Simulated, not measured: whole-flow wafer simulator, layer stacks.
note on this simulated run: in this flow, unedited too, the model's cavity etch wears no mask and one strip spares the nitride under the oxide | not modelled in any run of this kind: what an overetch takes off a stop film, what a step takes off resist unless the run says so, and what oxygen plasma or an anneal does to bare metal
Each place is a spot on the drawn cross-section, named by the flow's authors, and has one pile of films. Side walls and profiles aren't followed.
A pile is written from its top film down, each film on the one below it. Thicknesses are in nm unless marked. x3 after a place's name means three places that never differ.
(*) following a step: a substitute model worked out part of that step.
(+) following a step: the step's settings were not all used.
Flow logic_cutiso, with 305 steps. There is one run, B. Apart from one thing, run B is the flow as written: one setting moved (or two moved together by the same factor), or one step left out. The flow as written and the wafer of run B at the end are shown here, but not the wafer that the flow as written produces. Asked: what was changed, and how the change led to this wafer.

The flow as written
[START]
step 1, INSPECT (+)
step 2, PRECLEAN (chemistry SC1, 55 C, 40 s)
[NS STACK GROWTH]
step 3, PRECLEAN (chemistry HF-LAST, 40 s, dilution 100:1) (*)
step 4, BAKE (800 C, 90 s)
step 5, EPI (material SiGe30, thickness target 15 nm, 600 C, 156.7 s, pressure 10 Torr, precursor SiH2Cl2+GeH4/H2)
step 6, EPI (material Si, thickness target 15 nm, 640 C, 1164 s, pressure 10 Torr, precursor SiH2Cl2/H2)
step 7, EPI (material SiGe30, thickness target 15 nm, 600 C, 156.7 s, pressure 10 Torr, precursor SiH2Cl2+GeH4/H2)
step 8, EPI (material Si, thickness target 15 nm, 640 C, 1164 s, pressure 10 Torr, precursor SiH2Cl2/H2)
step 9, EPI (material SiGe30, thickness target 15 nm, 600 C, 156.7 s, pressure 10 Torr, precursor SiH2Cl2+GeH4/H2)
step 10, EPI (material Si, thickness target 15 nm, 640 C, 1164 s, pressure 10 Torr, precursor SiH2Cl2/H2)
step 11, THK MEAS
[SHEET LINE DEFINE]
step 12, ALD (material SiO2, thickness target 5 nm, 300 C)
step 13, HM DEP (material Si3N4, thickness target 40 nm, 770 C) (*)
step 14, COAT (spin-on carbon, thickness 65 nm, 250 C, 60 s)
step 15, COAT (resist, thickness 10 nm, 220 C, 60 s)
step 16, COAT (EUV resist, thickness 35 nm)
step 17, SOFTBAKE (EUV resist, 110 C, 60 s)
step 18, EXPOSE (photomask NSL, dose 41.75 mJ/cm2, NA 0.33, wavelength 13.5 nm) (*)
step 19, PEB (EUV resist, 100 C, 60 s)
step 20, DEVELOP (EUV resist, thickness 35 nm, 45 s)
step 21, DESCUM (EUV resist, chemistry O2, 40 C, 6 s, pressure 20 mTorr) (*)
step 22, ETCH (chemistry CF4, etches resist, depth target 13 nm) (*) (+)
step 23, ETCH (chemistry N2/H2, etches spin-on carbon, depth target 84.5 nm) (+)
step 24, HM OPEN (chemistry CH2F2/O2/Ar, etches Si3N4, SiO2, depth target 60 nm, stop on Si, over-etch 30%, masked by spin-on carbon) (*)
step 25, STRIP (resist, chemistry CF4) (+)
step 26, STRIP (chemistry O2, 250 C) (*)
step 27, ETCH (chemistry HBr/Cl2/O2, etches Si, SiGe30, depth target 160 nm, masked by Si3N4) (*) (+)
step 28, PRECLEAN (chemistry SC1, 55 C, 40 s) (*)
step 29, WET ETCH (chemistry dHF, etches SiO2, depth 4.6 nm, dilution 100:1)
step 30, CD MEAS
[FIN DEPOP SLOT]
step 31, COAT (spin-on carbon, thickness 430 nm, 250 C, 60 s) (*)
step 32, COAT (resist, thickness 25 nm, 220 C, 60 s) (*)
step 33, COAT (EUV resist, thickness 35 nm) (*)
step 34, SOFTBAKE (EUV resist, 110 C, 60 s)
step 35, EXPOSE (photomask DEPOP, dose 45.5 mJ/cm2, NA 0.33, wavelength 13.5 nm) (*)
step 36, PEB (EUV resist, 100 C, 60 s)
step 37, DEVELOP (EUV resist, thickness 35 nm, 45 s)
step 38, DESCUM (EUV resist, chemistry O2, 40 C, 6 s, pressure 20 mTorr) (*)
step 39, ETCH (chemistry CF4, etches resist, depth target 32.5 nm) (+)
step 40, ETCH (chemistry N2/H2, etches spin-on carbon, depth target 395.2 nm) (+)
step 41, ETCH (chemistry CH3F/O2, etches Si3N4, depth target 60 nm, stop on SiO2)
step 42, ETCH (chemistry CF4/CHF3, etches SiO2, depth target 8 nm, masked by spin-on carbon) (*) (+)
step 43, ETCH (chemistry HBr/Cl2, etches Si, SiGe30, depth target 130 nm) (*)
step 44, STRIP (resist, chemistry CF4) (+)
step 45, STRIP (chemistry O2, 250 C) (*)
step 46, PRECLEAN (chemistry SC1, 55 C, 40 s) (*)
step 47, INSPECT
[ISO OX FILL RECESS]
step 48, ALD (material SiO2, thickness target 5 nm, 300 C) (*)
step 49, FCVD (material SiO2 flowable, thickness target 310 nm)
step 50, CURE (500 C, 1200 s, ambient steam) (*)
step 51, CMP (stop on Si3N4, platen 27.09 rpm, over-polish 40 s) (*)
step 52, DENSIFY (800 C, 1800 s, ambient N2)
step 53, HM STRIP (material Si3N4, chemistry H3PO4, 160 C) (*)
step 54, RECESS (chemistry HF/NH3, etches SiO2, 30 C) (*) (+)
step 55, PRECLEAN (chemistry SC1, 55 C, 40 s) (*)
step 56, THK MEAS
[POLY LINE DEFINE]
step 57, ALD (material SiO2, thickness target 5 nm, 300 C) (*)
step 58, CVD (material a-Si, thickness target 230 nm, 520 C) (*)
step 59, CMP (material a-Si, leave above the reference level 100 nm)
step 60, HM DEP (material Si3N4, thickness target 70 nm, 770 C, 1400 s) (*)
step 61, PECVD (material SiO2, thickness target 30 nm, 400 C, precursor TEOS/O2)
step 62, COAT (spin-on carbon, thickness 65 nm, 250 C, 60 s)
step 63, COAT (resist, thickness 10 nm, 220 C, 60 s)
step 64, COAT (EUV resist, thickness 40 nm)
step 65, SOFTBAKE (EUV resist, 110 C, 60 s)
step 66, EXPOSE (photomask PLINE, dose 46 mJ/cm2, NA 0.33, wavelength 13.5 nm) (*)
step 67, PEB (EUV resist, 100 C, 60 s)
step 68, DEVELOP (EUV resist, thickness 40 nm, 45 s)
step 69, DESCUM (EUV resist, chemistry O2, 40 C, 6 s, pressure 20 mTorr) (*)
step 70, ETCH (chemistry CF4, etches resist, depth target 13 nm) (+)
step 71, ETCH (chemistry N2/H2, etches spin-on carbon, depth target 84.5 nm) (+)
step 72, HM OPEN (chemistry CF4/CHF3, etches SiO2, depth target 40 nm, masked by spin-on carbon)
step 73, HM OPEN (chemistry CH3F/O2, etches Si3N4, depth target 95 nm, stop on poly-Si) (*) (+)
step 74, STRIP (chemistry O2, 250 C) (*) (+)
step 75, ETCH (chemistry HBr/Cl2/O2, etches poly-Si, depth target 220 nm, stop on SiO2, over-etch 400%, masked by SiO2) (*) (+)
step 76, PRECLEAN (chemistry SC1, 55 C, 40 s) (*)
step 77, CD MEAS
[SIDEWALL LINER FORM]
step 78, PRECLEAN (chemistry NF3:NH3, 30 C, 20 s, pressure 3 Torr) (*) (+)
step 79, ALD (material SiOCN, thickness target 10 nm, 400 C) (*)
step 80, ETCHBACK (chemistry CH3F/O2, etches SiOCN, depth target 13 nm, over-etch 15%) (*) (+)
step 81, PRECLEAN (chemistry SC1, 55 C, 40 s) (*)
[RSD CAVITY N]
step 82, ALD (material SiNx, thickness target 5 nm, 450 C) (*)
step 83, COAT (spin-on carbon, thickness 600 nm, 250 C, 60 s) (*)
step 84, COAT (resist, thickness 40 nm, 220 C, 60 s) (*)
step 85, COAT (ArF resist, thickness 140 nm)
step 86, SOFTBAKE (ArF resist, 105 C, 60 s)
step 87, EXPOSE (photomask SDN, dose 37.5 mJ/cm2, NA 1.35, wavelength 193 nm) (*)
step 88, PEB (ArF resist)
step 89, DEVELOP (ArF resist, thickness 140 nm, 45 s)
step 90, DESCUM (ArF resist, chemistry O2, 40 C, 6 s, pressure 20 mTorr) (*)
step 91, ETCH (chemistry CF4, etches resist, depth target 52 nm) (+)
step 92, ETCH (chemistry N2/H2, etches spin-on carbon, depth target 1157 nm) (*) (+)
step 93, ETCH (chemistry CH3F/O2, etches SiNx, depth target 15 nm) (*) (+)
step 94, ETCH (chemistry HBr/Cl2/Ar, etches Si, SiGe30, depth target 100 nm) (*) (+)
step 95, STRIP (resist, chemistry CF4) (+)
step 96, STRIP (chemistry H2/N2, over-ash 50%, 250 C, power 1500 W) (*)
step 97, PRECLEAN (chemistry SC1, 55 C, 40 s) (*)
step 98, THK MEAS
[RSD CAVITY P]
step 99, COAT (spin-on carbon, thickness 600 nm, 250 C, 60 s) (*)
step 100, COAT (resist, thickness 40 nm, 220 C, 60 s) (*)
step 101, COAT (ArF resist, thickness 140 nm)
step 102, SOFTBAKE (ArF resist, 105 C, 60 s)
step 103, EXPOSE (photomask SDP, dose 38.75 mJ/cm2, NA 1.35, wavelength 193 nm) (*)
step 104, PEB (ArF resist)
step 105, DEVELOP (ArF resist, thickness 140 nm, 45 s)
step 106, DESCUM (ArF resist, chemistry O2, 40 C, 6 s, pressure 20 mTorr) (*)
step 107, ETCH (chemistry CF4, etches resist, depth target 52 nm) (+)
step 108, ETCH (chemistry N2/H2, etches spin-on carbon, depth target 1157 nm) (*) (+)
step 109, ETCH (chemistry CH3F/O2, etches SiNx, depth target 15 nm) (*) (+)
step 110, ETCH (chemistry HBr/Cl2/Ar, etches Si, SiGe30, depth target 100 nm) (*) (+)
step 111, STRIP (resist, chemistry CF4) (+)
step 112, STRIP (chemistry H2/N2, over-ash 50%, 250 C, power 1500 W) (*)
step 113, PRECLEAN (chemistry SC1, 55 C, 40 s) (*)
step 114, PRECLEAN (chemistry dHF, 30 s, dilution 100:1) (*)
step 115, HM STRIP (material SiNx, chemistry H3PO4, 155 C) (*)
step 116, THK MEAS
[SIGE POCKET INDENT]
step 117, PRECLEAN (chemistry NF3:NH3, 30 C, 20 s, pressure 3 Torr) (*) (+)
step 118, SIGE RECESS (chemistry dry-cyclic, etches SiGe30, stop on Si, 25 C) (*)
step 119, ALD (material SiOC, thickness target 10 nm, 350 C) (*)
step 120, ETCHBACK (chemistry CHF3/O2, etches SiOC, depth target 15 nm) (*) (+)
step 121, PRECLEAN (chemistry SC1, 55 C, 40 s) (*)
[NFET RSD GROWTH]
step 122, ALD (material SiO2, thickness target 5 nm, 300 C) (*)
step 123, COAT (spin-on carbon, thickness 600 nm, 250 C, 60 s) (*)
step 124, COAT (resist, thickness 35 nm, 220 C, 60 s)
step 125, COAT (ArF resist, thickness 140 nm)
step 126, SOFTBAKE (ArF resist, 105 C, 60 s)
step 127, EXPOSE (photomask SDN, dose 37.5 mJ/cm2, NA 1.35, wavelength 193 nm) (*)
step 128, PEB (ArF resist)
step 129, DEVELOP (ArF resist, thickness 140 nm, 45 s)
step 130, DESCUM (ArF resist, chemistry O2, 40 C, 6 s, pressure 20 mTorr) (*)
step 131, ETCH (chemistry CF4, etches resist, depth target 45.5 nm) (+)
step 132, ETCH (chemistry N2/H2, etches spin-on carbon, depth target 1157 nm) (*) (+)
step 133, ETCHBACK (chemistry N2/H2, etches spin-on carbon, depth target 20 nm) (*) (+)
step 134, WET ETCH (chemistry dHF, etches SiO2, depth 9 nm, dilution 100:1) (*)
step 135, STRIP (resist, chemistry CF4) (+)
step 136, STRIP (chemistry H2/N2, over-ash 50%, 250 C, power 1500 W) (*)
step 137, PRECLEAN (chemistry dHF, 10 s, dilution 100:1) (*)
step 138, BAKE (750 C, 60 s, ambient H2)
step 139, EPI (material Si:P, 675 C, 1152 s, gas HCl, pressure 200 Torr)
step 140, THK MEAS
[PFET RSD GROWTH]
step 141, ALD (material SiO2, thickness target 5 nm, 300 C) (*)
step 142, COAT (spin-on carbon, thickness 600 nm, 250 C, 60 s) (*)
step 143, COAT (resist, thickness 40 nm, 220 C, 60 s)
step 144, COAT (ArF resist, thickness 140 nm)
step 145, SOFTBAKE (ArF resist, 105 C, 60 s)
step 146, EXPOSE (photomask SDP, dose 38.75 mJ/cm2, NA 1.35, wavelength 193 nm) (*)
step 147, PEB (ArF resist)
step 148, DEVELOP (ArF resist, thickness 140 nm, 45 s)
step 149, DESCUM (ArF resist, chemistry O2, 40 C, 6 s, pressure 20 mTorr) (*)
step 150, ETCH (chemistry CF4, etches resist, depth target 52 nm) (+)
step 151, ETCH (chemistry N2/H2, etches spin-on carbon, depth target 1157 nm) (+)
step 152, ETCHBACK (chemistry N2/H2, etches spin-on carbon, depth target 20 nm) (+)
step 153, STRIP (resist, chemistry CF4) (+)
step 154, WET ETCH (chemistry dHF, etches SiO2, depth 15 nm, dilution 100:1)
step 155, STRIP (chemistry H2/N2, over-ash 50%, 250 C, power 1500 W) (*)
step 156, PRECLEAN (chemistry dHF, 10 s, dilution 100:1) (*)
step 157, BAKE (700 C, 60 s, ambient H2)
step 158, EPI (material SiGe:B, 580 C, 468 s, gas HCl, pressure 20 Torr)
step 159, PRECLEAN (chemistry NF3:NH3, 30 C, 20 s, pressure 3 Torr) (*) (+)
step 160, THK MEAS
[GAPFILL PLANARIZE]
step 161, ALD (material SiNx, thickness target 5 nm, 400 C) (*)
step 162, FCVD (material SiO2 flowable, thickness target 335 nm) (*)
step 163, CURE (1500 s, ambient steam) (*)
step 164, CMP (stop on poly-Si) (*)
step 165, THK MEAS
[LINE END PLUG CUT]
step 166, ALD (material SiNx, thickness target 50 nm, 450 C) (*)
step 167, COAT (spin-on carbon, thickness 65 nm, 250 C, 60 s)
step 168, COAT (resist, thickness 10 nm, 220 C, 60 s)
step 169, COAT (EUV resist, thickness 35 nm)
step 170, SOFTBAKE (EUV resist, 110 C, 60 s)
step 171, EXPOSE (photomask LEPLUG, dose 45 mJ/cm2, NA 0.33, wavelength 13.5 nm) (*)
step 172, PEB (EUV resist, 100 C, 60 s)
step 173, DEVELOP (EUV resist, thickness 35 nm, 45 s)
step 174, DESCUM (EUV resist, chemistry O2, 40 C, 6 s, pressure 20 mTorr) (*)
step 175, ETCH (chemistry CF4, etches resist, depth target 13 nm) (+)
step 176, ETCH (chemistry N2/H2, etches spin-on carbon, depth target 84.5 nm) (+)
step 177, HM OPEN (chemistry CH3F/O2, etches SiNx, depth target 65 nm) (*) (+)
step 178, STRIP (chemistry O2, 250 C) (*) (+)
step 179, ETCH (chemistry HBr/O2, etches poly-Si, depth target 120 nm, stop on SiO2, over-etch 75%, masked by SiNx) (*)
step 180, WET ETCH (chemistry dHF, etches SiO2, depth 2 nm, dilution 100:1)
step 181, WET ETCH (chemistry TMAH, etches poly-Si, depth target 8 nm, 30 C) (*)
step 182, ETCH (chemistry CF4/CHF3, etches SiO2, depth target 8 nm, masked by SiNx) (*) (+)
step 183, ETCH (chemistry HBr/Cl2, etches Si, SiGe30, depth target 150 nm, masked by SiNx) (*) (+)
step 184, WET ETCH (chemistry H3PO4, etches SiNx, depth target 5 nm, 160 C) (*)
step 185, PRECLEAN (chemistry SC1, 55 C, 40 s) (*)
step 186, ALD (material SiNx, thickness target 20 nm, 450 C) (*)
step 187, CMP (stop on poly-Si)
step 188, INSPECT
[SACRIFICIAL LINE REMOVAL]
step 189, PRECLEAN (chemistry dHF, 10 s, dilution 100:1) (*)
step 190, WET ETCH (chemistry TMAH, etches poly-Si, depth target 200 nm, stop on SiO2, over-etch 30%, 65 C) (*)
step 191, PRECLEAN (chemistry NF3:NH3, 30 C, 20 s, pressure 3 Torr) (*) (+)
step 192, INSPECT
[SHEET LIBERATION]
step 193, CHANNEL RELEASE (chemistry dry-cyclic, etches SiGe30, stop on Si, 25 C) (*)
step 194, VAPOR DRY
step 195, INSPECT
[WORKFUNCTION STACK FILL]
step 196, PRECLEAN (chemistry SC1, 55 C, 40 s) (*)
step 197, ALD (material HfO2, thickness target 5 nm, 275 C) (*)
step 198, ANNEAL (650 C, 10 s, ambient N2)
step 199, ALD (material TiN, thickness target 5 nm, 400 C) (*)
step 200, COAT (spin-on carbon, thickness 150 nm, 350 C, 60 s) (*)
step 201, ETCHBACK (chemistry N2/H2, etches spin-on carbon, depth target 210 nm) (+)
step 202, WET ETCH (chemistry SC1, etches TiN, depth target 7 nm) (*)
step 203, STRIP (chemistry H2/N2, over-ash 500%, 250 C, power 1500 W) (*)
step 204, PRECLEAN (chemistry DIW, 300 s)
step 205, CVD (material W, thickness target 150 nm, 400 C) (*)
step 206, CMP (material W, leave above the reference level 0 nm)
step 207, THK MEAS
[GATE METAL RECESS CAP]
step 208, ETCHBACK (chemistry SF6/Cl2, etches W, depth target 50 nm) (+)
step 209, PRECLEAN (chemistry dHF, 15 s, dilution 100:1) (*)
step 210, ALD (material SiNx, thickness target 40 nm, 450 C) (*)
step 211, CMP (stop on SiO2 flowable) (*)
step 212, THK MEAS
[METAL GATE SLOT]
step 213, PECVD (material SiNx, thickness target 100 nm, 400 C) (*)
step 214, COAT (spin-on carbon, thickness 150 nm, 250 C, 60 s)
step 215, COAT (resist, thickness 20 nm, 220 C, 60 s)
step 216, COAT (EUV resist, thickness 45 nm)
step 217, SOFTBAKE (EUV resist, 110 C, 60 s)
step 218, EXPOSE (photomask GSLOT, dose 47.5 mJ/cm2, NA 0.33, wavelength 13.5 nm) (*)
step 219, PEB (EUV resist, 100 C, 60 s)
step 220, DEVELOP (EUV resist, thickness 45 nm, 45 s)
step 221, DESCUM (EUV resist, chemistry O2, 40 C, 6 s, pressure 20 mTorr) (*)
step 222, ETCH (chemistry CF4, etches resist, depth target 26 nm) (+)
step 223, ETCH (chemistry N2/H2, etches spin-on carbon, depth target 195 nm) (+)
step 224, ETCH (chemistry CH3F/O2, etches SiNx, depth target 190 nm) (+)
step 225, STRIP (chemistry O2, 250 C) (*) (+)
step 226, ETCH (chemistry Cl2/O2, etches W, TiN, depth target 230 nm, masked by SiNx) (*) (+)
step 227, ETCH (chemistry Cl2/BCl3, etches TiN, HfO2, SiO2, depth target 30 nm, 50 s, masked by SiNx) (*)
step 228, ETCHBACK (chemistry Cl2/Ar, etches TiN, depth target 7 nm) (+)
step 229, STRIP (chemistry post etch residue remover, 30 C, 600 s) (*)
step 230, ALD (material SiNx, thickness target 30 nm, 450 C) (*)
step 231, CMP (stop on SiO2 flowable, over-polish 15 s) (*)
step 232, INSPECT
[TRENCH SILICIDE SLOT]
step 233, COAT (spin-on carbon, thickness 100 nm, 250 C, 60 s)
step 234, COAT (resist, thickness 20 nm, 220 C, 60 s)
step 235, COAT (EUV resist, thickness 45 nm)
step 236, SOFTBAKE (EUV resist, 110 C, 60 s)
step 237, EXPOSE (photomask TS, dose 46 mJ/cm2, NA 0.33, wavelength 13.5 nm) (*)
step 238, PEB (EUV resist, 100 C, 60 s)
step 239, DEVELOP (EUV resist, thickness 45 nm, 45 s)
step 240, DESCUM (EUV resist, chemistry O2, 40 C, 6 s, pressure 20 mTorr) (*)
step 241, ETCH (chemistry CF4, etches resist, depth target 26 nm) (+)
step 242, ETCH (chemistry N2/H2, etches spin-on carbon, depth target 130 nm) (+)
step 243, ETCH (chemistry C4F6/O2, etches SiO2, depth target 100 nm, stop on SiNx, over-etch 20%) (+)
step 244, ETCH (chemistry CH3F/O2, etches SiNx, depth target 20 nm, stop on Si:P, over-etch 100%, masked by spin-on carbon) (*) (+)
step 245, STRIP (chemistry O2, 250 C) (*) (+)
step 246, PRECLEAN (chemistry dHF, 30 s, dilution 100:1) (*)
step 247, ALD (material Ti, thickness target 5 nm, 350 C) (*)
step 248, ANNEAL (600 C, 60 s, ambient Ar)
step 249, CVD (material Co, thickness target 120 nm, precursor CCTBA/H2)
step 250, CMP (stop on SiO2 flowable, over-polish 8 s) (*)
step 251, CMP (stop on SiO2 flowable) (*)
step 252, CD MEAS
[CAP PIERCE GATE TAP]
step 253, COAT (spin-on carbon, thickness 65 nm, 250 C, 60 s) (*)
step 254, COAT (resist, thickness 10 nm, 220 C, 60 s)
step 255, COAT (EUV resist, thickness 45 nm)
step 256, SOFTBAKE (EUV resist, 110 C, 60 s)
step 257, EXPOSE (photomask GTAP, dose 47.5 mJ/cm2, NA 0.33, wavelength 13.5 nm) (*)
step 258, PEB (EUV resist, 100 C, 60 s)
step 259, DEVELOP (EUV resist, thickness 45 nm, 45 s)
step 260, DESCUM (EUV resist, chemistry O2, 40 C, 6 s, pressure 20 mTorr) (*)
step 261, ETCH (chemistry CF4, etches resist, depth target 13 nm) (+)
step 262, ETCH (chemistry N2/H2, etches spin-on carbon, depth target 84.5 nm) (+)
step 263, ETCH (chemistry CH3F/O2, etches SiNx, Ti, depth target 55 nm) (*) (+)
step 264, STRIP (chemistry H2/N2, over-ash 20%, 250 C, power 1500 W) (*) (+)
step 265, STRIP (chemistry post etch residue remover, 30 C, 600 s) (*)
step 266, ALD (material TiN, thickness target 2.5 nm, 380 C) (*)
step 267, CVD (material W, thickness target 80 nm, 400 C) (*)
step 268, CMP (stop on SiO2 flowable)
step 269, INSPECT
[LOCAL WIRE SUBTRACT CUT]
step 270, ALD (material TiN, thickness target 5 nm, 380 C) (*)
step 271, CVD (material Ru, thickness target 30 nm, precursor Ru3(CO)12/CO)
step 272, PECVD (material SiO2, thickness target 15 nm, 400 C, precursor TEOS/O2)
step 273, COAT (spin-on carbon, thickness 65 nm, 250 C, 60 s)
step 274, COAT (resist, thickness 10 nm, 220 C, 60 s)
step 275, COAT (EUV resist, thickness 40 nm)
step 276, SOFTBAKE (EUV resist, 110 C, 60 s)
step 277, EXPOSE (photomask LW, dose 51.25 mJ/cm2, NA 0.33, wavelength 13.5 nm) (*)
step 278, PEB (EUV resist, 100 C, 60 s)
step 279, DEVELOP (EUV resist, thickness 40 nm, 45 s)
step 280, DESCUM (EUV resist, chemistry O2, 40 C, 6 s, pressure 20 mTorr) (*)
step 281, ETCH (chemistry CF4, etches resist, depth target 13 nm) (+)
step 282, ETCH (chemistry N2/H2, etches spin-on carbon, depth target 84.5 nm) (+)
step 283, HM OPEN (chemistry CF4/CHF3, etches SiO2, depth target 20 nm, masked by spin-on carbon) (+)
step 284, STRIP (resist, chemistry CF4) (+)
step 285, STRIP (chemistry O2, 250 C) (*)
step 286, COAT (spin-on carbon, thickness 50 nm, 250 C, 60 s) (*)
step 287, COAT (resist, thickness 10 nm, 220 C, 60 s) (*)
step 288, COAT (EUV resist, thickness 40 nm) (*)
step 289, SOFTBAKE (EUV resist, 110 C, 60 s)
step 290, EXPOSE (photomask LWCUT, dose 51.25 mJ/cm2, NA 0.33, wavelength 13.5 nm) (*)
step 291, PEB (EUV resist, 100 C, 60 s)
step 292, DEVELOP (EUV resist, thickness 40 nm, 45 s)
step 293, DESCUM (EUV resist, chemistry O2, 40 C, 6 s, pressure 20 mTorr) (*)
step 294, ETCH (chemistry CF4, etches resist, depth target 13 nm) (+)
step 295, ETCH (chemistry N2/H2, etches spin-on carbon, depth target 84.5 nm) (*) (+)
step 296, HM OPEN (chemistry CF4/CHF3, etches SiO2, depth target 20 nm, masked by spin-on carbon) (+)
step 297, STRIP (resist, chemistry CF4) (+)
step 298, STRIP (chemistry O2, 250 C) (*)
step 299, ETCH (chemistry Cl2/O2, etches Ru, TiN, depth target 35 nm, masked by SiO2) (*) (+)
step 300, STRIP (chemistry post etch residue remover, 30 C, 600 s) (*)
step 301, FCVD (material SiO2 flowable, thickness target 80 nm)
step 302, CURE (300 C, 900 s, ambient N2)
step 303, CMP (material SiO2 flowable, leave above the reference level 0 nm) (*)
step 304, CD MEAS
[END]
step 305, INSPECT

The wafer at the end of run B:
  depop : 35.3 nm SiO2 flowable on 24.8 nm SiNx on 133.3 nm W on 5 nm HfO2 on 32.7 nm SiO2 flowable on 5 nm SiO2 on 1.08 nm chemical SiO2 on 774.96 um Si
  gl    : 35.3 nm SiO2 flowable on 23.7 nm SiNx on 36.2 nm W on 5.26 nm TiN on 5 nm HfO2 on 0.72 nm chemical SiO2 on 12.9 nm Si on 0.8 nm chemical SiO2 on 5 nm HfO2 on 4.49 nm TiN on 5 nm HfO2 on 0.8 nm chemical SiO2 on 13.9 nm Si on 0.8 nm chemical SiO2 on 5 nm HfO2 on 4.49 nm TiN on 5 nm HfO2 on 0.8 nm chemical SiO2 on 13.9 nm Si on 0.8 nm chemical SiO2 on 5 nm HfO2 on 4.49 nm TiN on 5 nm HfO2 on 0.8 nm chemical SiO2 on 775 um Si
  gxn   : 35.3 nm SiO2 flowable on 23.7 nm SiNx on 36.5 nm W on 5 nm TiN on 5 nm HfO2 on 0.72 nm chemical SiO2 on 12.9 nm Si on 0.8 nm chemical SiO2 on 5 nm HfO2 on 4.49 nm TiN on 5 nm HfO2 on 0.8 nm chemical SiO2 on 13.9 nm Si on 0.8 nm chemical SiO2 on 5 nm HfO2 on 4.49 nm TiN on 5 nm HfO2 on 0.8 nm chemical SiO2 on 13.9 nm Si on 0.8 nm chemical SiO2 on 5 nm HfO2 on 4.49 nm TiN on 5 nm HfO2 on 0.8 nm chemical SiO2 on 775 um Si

Cause: step 208, ETCHBACK: depth target 45 nm was run, whereas the flow has depth target 50 nm.

How this came from the change, step by step:
  step 208, ETCHBACK (chemistry SF6/Cl2, etches W, depth target 50 nm) (+)
      depop, dpovl, gfld and 9 more: W loses 45 (in the flow as written it would be: W loses 50)
      lnr, lnri, lnrp, lnrt: SiOCN loses 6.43 (in the flow as written it would be: SiOCN loses 7.14)
      (also at 1 further place)
  step 210, ALD (material SiNx, thickness target 40 nm, 450 C) (*)
      gfld, gl, glp, gxf, gxn, gxp, tap: SiNx gains 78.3 (new film) (in the flow as written it would be: SiNx gains 82.6 (new film))
  step 211, CMP (stop on SiO2 flowable) (*)
      depop, dpovl, isow, ns, nsgap: SiNx loses 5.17 (in the flow as written it would be: SiNx loses 0.61)
  step 224, ETCH (chemistry CH3F/O2, etches SiNx, depth target 190 nm) (+)
      gfld: SiNx loses 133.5 (all of it), W loses 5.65 (in the flow as written it would be: SiNx loses 138.1 (all of it), W loses 5.19)
  step 226, ETCH (chemistry Cl2/O2, etches W, TiN, depth target 230 nm, masked by SiNx) (*) (+)
      depop, dpovl, gl and 18 more: SiNx loses 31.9 (in the flow as written it would be: SiNx loses 30.8)
      gfld: W loses 120 (all of it), TiN loses 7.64 (all of it), HfO2 loses 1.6 (in the flow as written it would be: W loses 115.4 (all of it), TiN loses 7.64 (all of it), HfO2 loses 1.54)
  step 263, ETCH (chemistry CH3F/O2, etches SiNx, Ti, depth target 55 nm) (*) (+)
      glp, lnrp, lnrt, plug, rsdn, rsdp, rsdw: resist loses 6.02 (all of it), spin-on carbon loses 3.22 (in the flow as written it would be: resist loses 6.02 (all of it), spin-on carbon loses 6.48)
      depop, dpovl, gl, isow, ns, nsgap: resist loses 6.03 (all of it), spin-on carbon loses 3.2 (in the flow as written it would be: resist loses 6.03 (all of it), spin-on carbon loses 6.46)
      (also at 9 further places)
  step 264, STRIP (chemistry H2/N2, over-ash 20%, 250 C, power 1500 W) (*) (+)
      gfld, gl, glp and 11 more: spin-on carbon loses 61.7 (all of it) (in the flow as written it would be: spin-on carbon loses 58.4 (all of it))
      depop, dpovl, isow, ns, nsgap: spin-on carbon loses 61.8 (all of it) (in the flow as written it would be: spin-on carbon loses 58.5 (all of it))
      (also at 2 further places)
  step 267, CVD (material W, thickness target 80 nm, 400 C) (*)
      tap: W gains 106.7 (new film) (in the flow as written it would be: W gains 111.4 (new film))
